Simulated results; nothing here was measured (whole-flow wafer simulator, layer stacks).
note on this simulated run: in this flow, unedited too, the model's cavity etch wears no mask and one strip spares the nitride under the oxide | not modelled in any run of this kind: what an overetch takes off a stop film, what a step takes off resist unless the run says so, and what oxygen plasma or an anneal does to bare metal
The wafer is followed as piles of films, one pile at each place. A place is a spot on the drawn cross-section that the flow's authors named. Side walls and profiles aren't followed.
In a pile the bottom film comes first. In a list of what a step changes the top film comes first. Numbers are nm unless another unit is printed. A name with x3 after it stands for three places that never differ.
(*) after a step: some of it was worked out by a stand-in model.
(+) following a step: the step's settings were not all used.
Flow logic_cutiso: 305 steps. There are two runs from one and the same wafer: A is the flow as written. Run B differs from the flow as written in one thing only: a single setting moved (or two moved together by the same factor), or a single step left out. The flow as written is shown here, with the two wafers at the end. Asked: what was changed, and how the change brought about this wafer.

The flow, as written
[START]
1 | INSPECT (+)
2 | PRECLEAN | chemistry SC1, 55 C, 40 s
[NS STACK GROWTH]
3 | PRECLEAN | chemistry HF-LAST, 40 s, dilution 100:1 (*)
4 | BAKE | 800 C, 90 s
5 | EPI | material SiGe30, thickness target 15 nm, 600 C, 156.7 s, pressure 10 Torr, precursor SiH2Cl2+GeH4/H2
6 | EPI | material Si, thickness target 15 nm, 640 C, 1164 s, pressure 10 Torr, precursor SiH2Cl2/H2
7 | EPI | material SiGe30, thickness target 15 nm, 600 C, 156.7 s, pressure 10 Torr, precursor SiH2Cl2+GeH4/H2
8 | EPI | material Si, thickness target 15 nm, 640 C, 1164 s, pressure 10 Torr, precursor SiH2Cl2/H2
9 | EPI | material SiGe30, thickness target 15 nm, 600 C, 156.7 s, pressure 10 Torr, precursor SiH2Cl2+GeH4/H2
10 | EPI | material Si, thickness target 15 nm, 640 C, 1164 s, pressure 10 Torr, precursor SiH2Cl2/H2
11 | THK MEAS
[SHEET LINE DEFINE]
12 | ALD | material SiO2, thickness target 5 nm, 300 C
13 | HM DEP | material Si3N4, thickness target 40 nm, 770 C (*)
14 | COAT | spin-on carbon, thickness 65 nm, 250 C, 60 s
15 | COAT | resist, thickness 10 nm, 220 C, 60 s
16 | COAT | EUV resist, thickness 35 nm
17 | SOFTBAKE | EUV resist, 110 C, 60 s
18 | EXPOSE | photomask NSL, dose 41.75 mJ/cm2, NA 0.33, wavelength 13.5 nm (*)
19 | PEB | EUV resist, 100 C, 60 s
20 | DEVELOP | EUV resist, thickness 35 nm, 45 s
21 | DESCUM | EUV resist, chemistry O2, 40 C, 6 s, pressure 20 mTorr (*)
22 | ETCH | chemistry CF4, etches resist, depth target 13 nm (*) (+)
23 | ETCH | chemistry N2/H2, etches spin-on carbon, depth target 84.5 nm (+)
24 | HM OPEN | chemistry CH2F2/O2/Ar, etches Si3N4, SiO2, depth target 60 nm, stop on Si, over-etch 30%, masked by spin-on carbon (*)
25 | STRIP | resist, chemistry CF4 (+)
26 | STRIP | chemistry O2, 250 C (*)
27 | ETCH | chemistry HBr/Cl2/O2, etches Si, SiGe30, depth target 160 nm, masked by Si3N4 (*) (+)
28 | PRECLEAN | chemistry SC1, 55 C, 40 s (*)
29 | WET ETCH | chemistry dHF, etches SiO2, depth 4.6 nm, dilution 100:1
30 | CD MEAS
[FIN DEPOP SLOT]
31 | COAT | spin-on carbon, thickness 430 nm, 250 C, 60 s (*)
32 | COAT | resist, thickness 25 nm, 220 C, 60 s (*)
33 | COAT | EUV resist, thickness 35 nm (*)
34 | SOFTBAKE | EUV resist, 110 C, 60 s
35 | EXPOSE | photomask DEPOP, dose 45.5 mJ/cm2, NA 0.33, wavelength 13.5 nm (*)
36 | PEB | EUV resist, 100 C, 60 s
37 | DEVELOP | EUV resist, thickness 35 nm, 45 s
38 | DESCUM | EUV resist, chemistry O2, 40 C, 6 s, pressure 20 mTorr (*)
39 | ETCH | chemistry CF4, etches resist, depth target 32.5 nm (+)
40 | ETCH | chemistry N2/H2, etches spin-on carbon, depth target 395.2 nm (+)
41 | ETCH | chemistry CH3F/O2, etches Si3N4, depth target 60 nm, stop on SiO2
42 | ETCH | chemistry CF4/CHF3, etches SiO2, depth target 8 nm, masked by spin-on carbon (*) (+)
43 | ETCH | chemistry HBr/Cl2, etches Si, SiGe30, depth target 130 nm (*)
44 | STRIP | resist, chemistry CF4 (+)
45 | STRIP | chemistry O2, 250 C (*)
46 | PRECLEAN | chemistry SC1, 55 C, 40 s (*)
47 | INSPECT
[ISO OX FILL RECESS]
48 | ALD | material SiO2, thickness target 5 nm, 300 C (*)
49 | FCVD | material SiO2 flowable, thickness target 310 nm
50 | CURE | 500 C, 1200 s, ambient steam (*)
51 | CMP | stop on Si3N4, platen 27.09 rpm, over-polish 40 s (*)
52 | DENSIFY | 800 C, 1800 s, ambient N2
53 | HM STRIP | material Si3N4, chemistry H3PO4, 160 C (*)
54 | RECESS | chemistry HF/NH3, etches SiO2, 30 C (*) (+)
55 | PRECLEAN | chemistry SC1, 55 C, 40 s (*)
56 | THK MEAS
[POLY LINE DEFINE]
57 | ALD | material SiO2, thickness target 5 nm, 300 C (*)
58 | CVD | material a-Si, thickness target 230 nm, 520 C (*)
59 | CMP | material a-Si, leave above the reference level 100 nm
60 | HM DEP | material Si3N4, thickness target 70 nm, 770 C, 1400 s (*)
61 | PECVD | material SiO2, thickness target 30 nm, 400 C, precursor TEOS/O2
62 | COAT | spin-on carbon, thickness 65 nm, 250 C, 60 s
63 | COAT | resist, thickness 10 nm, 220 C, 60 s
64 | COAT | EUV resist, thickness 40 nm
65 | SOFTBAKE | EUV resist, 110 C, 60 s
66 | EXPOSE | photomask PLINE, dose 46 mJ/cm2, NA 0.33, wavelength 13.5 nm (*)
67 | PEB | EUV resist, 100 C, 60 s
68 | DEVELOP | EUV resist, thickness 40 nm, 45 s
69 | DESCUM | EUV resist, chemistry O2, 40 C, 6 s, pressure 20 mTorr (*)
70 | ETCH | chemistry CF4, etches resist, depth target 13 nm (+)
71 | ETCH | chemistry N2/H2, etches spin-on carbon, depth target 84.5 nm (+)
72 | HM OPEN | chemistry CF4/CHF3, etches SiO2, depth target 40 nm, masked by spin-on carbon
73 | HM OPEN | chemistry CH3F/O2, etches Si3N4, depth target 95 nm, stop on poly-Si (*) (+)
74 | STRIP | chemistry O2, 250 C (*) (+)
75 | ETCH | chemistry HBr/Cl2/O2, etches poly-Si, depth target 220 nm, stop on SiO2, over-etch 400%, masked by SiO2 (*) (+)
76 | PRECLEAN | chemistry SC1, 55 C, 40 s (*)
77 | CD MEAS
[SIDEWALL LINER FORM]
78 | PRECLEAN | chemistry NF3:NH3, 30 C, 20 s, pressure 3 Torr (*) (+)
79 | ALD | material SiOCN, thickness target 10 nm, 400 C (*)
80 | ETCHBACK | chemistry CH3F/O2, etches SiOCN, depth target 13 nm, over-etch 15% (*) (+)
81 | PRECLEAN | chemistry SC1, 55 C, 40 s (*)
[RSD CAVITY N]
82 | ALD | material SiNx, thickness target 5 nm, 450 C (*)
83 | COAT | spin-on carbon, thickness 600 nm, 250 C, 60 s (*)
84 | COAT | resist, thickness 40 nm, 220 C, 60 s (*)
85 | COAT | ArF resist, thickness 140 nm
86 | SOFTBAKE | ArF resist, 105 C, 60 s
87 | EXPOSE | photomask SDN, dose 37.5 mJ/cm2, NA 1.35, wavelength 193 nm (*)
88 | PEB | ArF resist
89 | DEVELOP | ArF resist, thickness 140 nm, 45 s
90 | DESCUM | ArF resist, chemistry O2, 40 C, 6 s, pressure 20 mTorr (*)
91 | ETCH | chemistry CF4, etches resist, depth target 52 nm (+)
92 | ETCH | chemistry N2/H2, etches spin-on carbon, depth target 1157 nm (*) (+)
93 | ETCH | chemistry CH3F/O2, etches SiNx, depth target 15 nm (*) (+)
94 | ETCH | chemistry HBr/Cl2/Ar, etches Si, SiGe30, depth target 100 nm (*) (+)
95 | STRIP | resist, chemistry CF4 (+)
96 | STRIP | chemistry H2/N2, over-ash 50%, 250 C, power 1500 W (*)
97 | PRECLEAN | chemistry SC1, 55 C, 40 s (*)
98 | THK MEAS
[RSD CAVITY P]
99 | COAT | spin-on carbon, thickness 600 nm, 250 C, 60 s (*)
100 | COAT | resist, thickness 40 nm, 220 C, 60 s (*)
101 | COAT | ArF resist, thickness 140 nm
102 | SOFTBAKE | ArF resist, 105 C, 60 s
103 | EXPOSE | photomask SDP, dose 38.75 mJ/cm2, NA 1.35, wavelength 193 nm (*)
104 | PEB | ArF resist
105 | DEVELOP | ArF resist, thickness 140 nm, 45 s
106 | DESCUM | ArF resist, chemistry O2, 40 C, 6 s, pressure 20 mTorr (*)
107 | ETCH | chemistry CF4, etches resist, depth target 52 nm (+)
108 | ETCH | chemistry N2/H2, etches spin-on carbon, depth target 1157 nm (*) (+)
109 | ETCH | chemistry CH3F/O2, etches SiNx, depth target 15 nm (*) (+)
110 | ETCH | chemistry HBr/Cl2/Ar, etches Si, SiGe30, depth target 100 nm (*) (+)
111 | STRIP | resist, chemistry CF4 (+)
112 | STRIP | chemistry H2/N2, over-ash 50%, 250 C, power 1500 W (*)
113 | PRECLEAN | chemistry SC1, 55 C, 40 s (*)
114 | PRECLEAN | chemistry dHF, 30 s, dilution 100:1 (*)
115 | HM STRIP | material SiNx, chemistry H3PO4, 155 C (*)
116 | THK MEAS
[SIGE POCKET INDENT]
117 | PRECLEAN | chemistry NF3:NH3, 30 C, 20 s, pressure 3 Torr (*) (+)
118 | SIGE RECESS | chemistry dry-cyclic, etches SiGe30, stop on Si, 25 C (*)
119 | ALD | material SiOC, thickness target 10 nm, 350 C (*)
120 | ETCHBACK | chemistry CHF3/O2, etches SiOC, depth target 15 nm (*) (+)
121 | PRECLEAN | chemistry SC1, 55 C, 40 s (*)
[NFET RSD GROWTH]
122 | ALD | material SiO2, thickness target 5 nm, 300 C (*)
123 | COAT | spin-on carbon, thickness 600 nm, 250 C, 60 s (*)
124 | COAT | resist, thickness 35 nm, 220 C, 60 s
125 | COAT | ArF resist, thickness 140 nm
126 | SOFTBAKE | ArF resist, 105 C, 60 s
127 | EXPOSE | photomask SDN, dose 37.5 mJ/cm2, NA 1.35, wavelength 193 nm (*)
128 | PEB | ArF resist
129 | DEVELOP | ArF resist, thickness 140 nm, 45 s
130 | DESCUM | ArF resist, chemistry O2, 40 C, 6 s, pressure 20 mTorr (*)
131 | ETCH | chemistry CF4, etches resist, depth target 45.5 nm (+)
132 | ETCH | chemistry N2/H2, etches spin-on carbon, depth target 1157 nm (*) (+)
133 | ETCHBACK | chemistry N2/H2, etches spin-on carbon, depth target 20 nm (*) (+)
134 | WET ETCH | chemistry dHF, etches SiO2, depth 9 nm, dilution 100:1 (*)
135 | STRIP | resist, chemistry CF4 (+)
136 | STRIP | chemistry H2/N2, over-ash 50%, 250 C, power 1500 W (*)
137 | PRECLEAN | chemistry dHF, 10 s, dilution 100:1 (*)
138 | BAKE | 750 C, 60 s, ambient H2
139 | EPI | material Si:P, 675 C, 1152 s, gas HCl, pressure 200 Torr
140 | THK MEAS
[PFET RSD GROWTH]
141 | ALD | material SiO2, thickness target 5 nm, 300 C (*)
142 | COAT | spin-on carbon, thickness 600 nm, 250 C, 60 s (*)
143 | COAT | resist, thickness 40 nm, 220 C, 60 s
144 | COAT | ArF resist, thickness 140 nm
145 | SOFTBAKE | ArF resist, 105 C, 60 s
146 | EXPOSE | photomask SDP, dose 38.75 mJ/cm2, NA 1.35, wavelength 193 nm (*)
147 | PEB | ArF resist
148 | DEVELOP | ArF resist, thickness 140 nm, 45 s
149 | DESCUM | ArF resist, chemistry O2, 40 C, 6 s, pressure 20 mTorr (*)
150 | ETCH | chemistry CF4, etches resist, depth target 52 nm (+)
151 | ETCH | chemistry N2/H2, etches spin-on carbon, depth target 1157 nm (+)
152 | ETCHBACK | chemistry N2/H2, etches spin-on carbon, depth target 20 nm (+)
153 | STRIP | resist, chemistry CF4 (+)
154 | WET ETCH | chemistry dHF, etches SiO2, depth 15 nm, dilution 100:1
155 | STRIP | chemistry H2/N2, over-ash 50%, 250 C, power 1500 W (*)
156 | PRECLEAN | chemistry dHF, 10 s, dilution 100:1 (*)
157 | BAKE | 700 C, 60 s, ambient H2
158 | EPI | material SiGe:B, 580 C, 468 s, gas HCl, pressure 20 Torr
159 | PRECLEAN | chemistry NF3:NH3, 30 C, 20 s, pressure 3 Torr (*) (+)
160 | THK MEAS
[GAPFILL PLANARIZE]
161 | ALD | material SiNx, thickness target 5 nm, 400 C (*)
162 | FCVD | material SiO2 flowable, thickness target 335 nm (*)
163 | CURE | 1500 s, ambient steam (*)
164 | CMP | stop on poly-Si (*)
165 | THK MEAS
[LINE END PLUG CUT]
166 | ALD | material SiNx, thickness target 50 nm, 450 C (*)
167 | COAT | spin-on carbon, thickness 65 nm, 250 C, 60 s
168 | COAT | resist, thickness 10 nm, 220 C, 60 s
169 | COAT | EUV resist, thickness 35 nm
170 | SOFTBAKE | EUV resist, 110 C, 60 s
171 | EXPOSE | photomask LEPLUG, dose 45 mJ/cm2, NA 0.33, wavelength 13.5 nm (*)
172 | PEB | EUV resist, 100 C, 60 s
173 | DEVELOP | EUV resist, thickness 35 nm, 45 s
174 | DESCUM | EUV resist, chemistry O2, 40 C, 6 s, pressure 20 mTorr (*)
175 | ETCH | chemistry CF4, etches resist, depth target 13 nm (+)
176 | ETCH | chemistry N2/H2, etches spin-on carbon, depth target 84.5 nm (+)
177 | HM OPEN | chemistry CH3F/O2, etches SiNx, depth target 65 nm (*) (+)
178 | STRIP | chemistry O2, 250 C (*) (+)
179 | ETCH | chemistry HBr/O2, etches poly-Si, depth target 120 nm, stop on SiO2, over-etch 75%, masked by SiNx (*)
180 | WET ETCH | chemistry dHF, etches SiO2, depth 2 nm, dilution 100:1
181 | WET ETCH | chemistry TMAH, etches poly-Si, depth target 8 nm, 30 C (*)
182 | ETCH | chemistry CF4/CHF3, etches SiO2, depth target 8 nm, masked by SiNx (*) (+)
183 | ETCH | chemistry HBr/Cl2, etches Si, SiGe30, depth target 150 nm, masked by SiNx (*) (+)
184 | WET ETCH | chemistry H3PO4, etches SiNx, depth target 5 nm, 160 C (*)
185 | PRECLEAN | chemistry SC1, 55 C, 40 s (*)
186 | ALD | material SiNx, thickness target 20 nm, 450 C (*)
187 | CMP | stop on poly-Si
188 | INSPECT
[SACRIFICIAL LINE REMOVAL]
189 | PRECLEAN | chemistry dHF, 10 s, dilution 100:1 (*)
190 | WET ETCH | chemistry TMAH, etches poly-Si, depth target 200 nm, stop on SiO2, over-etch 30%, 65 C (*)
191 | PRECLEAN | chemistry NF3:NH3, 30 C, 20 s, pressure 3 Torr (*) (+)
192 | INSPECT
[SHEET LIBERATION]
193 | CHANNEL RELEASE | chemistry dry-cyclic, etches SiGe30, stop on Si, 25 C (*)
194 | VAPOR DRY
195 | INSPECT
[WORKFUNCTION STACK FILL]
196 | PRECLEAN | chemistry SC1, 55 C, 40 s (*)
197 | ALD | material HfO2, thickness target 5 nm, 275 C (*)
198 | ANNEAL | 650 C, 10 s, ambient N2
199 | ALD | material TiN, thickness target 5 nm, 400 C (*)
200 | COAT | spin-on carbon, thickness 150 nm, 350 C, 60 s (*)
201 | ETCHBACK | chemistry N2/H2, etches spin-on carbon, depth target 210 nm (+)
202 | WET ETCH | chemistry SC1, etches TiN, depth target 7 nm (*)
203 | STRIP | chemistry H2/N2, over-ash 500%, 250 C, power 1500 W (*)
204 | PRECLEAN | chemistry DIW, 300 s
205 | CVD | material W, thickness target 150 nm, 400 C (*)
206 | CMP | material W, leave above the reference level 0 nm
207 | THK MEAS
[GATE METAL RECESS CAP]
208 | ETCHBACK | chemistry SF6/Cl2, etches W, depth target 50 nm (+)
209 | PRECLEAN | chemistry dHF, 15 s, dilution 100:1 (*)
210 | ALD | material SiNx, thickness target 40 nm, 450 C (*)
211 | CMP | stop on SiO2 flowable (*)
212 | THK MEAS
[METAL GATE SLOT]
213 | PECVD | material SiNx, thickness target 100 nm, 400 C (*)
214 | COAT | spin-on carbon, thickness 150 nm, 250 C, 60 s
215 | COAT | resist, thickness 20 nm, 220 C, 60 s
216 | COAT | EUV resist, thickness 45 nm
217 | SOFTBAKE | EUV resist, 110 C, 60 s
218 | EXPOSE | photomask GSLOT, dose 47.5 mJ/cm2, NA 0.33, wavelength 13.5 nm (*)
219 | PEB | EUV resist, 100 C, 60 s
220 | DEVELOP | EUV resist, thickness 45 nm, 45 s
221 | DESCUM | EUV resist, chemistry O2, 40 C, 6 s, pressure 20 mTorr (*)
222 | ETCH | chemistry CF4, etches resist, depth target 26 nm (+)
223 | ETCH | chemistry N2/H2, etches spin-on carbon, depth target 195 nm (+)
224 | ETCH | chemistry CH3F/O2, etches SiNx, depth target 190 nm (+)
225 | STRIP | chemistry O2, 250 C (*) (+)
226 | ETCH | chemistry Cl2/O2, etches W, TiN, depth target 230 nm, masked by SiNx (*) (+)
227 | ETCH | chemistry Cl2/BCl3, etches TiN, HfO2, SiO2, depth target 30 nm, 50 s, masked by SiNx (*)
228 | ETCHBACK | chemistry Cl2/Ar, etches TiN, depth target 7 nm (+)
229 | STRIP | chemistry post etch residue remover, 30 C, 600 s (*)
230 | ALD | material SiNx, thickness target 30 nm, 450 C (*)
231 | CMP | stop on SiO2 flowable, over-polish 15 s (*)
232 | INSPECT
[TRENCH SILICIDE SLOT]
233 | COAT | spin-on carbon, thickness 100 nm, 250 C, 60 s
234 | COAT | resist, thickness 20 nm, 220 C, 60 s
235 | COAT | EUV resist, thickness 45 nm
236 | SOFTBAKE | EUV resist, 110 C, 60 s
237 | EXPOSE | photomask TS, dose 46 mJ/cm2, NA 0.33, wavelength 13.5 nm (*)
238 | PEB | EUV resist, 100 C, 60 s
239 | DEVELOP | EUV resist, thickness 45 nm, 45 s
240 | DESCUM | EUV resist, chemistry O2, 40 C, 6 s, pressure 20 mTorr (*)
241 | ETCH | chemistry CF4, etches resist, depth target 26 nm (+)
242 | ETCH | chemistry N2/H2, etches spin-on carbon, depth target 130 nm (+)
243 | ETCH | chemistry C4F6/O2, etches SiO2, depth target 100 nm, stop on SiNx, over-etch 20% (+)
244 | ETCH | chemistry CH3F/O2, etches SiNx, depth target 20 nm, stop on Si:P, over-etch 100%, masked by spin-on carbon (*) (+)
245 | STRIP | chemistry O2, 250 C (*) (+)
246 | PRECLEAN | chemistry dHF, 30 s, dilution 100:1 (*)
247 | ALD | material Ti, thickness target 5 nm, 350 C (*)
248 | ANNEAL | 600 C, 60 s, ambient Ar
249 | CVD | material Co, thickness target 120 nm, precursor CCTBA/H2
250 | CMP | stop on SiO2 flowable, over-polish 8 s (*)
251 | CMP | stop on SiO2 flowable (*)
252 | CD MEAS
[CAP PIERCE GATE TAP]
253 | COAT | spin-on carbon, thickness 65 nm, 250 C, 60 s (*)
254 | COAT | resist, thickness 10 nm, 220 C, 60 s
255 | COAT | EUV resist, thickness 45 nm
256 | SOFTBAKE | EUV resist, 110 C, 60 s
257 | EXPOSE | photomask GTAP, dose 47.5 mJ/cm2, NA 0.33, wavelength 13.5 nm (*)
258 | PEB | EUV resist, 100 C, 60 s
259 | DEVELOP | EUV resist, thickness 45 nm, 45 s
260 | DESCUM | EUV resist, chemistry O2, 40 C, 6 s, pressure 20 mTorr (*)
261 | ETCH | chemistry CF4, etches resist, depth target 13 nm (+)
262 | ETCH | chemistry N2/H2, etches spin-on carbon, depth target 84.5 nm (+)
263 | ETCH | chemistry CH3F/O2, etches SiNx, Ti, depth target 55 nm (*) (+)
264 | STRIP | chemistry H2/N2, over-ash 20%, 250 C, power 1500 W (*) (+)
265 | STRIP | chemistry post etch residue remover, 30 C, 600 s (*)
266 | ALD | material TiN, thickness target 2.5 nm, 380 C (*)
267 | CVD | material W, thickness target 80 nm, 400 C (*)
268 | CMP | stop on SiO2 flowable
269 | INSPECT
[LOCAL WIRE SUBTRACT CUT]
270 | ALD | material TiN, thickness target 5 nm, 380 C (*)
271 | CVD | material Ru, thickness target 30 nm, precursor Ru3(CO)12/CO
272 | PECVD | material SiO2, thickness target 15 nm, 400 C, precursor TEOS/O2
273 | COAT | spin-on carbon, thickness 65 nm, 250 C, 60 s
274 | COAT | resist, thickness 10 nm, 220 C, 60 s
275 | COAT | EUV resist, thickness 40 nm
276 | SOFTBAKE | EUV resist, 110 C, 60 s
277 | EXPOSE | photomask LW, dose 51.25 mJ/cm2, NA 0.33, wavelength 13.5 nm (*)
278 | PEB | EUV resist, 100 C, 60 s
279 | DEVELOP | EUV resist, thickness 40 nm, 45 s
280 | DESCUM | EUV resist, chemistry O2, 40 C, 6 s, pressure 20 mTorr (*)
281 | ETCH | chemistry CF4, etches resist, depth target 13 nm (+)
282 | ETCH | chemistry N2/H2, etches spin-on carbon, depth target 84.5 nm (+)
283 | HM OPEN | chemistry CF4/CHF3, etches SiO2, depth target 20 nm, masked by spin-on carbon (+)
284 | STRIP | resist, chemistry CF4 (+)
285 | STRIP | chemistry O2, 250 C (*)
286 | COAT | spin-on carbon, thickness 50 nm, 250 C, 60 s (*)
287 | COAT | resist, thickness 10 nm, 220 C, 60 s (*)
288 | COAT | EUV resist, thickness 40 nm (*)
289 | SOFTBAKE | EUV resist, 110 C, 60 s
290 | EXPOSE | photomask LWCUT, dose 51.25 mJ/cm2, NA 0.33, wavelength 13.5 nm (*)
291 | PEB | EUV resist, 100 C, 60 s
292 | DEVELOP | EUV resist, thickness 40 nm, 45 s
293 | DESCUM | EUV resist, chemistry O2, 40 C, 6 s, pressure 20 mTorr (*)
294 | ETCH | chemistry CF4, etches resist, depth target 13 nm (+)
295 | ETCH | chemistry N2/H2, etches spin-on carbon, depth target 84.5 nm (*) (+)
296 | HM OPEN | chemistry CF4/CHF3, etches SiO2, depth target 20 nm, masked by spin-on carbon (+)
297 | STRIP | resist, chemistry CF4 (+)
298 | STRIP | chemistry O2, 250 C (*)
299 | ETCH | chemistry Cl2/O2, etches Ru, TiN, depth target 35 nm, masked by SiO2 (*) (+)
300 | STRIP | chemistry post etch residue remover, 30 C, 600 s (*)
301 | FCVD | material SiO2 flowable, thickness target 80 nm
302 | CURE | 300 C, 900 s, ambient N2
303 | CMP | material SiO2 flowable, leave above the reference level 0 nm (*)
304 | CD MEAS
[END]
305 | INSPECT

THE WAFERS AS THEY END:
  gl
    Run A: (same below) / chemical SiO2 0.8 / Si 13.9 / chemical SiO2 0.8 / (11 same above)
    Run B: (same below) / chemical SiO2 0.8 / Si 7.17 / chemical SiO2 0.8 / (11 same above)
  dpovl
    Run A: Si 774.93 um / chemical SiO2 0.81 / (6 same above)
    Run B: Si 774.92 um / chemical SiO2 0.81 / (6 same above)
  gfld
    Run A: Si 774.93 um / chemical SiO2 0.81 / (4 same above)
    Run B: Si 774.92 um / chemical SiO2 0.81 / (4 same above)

Cause: step 8, EPI: thickness target 8.2 nm was run, though the flow has thickness target 15 nm; step 8, EPI: 640.4 s was run, where the flow has 1164 s.

Step by step, how the change led to this:
  8 | EPI | material Si, thickness target 15 nm, 640 C, 1164 s, pressure 10 Torr, precursor SiH2Cl2/H2
      depop, dpovl, gfld and 19 more: A +15 Si (new film) | B +8.25 Si (new film)
  27 | ETCH | chemistry HBr/Cl2/O2, etches Si, SiGe30, depth target 160 nm, masked by Si3N4 (*) (+)
      gfld, gxf, iso, lnri: A -0.79 chemical SiO2 (all of it), -11.4 Si (all of it), -15 SiGe30 (all of it), -15 Si (all of it), -15 SiGe30 (all of it), -15 Si (all of it), -15 SiGe30 (all of it), -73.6 Si | B -0.79 chemical SiO2 (all of it), -11.4 Si (all of it), -15 SiGe30 (all of it), -8.25 Si (all of it), -15 SiGe30 (all of it), -15 Si (all of it), -15 SiGe30 (all of it), -80.4 Si
      dpovl, nsgap: A -0.79 chemical SiO2 (all of it), -11.8 Si (all of it), -15 SiGe30 (all of it), -15 Si (all of it), -15 SiGe30 (all of it), -15 Si (all of it), -15 SiGe30 (all of it), -73.2 Si | B -0.79 chemical SiO2 (all of it), -11.8 Si (all of it), -15 SiGe30 (all of it), -8.25 Si (all of it), -15 SiGe30 (all of it), -15 Si (all of it), -15 SiGe30 (all of it), -80 Si
      (also at 1 further place)
  43 | ETCH | chemistry HBr/Cl2, etches Si, SiGe30, depth target 130 nm (*)
      depop: A -14 Si (all of it), -15 SiGe30 (all of it), -15 Si (all of it), -15 SiGe30 (all of it), -15 Si (all of it), -15 SiGe30 (all of it), -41 Si | B -14 Si (all of it), -15 SiGe30 (all of it), -8.25 Si (all of it), -15 SiGe30 (all of it), -15 Si (all of it), -15 SiGe30 (all of it), -47.7 Si
  94 | ETCH | chemistry HBr/Cl2/Ar, etches Si, SiGe30, depth target 100 nm (*) (+)
      rsdn, rsdx: A -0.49 chemical SiO2 (all of it), -12.8 Si (all of it), -15 SiGe30 (all of it), -15 Si (all of it), -15 SiGe30 (all of it), -15 Si (all of it), -15 SiGe30 (all of it), -12.2 Si | B -0.49 chemical SiO2 (all of it), -12.8 Si (all of it), -15 SiGe30 (all of it), -8.25 Si (all of it), -15 SiGe30 (all of it), -15 Si (all of it), -15 SiGe30 (all of it), -18.9 Si
  110 | ETCH | chemistry HBr/Cl2/Ar, etches Si, SiGe30, depth target 100 nm (*) (+)
      rsdp, rsdw: A -0.49 chemical SiO2 (all of it), -12.8 Si (all of it), -15 SiGe30 (all of it), -15 Si (all of it), -15 SiGe30 (all of it), -15 Si (all of it), -15 SiGe30 (all of it), -12.2 Si | B -0.49 chemical SiO2 (all of it), -12.8 Si (all of it), -15 SiGe30 (all of it), -8.25 Si (all of it), -15 SiGe30 (all of it), -15 Si (all of it), -15 SiGe30 (all of it), -18.9 Si
  183 | ETCH | chemistry HBr/Cl2, etches Si, SiGe30, depth target 150 nm, masked by SiNx (*) (+)
      plug: A -13.6 Si (all of it), -15 SiGe30 (all of it), -15 Si (all of it), -15 SiGe30 (all of it), -15 Si (all of it), -15 SiGe30 (all of it), -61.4 Si | B -13.6 Si (all of it), -15 SiGe30 (all of it), -8.25 Si (all of it), -15 SiGe30 (all of it), -15 Si (all of it), -15 SiGe30 (all of it), -68.2 Si
